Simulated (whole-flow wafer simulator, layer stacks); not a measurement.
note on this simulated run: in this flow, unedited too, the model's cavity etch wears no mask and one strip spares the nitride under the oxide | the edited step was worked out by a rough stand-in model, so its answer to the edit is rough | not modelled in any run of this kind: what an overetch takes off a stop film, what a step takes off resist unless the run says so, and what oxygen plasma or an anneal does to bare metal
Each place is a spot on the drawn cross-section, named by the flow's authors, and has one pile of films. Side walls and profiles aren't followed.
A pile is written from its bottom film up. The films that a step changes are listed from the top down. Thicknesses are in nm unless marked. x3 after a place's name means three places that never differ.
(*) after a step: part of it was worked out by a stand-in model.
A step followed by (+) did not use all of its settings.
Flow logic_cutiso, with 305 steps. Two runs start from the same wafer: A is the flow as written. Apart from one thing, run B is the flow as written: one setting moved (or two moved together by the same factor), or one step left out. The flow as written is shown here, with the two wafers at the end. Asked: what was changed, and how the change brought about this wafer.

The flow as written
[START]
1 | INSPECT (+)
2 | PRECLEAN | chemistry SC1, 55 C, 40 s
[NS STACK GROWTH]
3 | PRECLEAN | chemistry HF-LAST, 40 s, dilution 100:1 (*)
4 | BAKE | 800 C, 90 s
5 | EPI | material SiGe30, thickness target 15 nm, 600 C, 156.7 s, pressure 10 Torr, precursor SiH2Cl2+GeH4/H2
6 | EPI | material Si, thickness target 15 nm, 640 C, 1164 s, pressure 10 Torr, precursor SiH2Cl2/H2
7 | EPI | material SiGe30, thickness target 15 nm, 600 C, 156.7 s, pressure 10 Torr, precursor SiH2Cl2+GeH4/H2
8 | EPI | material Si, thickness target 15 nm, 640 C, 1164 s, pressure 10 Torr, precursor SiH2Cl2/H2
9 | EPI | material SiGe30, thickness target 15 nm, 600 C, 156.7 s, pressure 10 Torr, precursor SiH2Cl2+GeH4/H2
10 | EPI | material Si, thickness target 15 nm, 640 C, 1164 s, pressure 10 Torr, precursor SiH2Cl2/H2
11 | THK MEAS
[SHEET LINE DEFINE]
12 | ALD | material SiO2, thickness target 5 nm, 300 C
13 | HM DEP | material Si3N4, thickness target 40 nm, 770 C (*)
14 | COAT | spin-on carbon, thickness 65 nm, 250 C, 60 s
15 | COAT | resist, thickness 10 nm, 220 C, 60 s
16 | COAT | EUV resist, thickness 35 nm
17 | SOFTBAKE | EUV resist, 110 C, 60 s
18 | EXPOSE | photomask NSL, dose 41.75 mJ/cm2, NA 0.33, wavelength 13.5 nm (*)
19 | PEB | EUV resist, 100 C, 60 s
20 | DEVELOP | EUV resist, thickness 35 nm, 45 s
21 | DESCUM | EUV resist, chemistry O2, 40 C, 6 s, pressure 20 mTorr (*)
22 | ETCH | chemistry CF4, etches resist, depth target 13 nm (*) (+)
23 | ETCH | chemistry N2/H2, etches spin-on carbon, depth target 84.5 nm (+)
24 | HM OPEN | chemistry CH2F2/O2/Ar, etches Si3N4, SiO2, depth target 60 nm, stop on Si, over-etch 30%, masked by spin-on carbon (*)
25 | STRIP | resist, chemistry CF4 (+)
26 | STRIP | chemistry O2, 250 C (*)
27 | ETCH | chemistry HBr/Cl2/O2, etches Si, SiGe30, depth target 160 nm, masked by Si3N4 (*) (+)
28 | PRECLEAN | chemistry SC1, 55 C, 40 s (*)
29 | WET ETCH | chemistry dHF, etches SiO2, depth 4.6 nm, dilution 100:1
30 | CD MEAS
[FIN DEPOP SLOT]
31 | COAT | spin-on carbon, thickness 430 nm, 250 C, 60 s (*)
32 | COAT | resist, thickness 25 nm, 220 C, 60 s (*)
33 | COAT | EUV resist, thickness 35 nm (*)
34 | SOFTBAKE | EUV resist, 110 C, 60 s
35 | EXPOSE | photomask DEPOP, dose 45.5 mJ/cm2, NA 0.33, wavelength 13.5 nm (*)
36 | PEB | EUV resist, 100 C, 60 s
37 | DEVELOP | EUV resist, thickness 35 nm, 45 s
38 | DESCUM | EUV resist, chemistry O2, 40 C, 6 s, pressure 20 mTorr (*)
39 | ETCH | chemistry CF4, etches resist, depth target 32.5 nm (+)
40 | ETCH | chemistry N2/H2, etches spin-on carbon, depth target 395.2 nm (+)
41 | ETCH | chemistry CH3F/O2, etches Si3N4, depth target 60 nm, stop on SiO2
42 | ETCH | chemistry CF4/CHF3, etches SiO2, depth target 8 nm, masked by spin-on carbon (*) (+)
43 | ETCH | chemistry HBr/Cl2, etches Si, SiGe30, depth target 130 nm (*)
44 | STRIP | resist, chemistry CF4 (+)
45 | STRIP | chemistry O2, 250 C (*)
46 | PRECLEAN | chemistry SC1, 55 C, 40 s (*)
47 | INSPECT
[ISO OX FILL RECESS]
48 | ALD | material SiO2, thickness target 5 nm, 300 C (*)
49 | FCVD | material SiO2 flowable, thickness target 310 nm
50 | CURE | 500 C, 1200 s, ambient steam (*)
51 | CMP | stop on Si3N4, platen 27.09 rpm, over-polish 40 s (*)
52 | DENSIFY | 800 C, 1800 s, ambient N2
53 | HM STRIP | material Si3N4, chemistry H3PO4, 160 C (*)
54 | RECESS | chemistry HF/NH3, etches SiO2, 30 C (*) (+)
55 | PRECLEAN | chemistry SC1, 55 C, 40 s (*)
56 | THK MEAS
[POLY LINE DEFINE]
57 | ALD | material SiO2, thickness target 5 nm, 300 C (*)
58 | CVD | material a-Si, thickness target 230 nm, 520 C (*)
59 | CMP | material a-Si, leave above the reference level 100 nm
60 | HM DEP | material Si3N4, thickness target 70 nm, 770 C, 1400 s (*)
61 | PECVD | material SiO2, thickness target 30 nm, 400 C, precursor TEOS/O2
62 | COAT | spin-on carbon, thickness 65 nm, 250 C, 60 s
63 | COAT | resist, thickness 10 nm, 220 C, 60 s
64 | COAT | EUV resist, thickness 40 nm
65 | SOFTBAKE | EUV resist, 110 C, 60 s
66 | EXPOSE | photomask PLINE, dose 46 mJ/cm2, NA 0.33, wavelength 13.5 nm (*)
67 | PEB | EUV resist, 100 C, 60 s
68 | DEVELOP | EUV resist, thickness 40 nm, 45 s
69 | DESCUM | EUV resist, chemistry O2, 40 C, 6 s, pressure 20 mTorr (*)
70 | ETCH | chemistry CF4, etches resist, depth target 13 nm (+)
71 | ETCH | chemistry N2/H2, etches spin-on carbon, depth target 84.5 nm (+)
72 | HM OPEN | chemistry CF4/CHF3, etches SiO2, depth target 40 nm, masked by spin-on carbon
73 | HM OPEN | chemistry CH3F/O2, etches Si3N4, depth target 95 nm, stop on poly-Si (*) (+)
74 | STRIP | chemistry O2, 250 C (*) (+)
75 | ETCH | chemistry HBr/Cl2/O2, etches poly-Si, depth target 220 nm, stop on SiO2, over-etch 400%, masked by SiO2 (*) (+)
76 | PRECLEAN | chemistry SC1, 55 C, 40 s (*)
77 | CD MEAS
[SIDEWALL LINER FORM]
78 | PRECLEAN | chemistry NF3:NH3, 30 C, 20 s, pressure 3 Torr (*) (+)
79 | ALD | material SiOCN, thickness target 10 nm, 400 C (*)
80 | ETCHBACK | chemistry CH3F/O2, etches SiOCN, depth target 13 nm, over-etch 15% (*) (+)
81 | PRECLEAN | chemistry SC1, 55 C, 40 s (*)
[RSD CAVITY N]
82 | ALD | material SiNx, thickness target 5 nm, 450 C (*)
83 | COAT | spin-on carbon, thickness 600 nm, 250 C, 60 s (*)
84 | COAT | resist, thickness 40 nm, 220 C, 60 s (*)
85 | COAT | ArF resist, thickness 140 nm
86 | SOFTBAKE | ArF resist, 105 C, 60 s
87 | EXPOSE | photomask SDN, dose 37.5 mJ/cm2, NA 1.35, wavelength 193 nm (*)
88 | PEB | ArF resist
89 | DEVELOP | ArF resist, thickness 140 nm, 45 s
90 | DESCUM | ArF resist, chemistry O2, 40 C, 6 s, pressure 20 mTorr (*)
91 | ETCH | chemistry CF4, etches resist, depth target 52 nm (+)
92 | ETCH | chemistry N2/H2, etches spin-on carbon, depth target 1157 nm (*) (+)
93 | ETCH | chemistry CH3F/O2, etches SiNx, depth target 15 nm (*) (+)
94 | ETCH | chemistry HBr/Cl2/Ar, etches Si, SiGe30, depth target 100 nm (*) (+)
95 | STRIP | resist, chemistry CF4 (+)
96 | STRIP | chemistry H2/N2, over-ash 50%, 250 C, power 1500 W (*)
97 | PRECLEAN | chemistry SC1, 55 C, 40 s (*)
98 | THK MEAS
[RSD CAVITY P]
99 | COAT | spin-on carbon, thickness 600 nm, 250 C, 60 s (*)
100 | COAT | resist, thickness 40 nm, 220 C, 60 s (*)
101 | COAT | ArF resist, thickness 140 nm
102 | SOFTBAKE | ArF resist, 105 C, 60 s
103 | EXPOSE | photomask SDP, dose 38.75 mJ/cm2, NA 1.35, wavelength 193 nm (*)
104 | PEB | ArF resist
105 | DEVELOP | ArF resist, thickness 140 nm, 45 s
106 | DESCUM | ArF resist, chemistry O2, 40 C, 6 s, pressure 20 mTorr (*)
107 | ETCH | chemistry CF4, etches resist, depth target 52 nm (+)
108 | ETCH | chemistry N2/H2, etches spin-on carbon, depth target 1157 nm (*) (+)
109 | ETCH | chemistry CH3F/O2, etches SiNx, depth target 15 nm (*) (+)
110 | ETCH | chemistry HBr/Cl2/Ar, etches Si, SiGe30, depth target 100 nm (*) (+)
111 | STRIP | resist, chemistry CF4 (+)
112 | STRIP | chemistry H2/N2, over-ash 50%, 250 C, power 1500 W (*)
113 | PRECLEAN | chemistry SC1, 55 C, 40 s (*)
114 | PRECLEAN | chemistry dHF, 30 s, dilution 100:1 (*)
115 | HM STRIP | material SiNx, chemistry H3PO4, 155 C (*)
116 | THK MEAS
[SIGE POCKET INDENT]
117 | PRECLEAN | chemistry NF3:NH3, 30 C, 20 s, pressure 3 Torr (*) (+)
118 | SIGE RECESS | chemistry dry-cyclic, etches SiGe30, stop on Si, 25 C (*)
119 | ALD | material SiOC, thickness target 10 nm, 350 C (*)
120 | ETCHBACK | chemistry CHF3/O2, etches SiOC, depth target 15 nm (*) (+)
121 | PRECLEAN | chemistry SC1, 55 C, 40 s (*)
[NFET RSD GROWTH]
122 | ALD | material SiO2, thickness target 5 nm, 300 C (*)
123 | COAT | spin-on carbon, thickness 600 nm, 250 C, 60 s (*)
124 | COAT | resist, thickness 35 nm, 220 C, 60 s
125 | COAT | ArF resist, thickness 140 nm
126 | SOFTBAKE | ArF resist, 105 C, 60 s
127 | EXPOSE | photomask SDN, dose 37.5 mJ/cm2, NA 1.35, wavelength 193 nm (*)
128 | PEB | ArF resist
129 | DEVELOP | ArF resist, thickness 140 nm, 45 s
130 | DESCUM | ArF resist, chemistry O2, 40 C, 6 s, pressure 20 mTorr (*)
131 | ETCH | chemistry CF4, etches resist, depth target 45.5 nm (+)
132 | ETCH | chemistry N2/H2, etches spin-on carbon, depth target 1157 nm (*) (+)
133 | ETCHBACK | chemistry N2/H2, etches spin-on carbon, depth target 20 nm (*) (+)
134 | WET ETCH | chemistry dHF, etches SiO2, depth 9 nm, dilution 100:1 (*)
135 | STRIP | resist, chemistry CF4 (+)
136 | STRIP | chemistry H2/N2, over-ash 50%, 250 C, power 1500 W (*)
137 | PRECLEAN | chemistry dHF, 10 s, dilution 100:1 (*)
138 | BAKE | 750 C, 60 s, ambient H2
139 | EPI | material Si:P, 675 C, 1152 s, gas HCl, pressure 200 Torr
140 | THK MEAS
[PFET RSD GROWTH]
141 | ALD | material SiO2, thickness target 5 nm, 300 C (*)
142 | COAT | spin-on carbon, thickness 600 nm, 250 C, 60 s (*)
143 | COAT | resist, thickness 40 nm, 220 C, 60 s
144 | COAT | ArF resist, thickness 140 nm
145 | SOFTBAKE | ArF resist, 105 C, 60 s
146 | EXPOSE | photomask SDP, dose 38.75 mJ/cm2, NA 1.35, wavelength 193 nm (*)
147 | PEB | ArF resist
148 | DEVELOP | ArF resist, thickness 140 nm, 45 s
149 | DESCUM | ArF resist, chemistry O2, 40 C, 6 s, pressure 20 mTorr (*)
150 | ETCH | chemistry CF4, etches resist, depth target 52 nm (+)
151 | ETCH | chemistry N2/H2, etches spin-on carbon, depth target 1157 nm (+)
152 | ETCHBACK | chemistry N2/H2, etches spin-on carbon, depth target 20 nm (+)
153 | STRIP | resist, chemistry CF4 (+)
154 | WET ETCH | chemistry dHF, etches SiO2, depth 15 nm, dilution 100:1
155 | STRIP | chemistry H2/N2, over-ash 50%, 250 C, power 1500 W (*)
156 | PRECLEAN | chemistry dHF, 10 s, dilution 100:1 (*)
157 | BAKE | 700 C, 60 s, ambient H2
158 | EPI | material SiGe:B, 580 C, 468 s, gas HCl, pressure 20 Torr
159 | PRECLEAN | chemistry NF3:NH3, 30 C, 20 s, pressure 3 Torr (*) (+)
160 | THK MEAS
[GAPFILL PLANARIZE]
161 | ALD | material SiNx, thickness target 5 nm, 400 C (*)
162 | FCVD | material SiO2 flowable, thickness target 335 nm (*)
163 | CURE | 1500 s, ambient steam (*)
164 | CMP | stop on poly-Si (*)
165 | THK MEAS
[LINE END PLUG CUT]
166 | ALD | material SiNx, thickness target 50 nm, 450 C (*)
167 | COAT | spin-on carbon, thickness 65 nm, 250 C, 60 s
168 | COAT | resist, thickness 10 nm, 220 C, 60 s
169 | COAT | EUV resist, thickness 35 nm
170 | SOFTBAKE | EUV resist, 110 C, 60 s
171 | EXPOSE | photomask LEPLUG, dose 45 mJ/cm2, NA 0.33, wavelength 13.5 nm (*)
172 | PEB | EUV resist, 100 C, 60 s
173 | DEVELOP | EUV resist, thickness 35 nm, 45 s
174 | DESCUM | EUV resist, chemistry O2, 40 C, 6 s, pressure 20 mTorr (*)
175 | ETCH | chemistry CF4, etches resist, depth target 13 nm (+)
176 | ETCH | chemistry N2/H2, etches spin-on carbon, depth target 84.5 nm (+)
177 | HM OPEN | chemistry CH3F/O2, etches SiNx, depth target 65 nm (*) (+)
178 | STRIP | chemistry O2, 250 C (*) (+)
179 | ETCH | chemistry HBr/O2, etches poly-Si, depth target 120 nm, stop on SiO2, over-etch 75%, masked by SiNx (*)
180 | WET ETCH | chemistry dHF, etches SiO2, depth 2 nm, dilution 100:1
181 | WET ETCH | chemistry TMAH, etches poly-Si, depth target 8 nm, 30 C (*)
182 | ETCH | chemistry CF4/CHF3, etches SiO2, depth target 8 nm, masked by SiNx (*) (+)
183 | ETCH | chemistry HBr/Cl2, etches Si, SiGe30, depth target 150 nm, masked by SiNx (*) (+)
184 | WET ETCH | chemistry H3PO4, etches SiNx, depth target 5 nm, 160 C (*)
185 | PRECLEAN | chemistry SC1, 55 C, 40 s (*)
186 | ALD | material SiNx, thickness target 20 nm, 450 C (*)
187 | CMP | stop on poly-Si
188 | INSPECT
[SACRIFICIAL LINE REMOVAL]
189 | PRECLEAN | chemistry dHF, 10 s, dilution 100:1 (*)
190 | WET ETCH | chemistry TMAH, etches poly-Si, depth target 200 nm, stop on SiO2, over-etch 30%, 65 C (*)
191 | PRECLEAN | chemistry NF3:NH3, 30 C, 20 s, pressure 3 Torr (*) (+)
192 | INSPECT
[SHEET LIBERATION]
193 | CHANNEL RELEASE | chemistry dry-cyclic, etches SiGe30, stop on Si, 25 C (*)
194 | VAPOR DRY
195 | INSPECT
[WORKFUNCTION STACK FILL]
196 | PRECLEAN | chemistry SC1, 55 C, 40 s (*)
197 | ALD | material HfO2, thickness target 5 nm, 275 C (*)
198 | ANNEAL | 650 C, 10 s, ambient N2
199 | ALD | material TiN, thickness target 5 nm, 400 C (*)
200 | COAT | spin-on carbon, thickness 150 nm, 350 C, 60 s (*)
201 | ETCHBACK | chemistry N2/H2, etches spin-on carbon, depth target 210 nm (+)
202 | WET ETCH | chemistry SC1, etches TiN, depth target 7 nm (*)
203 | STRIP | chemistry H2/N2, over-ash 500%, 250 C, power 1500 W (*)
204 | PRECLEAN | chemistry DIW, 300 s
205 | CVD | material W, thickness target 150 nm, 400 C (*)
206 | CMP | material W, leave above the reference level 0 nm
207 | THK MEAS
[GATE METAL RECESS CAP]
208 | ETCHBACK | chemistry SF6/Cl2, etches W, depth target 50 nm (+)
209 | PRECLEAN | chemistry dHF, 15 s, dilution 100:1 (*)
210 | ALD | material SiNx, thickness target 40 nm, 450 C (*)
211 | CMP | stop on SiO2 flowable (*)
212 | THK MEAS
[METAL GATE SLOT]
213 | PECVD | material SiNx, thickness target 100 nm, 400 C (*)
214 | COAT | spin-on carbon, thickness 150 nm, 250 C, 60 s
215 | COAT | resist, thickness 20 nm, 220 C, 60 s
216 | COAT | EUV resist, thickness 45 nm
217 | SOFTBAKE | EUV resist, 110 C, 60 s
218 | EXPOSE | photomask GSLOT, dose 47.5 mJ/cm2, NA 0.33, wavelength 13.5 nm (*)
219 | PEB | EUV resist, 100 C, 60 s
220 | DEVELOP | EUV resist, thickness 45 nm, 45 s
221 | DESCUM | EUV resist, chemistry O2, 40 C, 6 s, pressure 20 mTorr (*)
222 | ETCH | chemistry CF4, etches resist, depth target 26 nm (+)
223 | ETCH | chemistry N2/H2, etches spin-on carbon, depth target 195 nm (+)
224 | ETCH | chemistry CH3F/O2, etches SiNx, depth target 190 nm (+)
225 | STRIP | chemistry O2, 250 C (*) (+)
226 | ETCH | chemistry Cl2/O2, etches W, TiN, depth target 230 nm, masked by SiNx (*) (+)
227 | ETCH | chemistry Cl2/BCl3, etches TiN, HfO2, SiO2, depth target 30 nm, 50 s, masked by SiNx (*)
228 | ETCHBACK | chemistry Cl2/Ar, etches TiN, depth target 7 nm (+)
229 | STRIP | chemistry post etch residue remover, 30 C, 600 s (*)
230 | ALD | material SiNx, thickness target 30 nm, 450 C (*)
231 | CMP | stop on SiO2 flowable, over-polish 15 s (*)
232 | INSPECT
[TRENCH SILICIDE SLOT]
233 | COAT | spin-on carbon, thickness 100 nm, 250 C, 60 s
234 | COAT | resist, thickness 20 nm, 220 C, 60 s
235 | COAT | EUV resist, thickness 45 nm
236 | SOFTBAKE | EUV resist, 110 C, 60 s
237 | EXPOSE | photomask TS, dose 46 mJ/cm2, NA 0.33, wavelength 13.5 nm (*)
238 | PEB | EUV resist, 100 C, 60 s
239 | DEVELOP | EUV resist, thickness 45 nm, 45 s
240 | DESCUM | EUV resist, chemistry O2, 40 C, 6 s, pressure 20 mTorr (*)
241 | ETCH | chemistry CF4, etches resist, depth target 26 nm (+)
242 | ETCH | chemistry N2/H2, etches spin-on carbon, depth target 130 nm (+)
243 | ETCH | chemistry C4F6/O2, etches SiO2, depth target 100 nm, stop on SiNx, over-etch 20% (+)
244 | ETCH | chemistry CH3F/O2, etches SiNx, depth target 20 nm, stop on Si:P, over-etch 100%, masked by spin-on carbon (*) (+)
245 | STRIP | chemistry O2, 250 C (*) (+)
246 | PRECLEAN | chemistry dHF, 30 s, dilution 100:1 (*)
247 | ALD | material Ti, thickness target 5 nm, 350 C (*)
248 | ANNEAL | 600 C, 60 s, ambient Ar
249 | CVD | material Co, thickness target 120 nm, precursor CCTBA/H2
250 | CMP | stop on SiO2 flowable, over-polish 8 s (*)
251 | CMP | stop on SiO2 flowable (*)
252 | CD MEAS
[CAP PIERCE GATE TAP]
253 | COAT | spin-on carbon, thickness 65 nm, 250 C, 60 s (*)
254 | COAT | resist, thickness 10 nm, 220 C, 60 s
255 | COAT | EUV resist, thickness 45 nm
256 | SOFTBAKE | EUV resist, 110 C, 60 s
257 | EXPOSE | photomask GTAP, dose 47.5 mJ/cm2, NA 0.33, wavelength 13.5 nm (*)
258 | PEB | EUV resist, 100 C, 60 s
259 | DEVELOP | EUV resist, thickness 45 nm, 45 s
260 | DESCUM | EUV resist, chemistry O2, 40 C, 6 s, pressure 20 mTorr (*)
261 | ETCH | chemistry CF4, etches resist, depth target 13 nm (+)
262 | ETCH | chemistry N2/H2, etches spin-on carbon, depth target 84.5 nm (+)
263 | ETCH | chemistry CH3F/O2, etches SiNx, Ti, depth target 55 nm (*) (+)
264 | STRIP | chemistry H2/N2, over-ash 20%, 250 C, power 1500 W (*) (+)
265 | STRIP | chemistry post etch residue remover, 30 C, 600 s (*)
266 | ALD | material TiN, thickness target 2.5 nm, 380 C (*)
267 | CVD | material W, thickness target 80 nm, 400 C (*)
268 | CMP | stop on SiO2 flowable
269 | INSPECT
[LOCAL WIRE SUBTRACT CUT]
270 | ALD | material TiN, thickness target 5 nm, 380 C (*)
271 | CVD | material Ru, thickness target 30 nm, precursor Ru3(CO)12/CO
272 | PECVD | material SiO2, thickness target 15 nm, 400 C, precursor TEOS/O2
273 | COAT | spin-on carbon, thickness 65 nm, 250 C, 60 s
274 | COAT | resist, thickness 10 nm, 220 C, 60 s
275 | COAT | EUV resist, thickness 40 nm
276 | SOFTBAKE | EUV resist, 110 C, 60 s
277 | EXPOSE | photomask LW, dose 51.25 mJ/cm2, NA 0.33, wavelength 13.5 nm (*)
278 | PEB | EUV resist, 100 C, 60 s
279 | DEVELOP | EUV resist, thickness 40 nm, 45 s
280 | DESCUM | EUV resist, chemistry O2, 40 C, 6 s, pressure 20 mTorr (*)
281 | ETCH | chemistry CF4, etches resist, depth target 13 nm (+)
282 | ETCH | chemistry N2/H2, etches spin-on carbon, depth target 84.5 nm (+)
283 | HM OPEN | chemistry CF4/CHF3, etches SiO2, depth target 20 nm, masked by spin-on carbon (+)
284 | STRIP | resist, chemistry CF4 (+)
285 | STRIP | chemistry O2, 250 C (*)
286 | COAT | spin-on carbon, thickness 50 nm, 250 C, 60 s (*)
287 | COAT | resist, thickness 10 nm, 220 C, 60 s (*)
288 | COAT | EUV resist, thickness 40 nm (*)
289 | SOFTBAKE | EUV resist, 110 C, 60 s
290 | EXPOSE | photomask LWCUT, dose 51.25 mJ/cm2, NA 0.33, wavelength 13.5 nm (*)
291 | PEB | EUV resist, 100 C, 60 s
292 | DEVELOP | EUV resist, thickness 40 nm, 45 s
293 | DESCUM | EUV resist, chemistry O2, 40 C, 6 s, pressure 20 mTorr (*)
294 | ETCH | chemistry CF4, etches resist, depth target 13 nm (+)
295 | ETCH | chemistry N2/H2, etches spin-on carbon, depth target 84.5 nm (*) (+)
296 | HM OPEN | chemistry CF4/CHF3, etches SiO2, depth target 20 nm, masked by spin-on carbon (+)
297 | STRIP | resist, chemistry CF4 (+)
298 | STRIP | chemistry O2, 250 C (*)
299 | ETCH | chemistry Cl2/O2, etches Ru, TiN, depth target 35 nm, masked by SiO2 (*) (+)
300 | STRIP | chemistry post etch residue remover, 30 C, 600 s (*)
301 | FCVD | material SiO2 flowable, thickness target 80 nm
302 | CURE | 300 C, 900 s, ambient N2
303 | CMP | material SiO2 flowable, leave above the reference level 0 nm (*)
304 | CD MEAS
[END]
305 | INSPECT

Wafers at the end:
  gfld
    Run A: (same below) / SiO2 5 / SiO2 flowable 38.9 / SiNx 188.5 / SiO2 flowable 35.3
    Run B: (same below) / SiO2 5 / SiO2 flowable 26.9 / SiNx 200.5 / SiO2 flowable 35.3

What caused this: step 227, ETCH: depth target 42 nm was run, whereas the flow has depth target 30 nm; step 227, ETCH: 70 s was run, where the flow has 50 s.

The path from the change to this, step by step:
  227 | ETCH | chemistry Cl2/BCl3, etches TiN, HfO2, SiO2, depth target 30 nm, 50 s, masked by SiNx (*)
      depop, dpovl, gl and 18 more: A -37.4 SiNx | B -52.4 SiNx
      gfld: A -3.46 HfO2 (all of it), -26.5 SiO2 flowable | B -3.46 HfO2 (all of it), -38.5 SiO2 flowable
  231 | CMP | stop on SiO2 flowable, over-polish 15 s (*)
      depop, dpovl, gl and 9 more: A -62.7 SiNx | B -47.7 SiNx
      lnr, lnri, lnrp, lnrt: A -61 SiNx (all of it), -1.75 SiOCN | B -46 SiNx (all of it), -1.75 SiOCN
      (as well as at 6 more places)
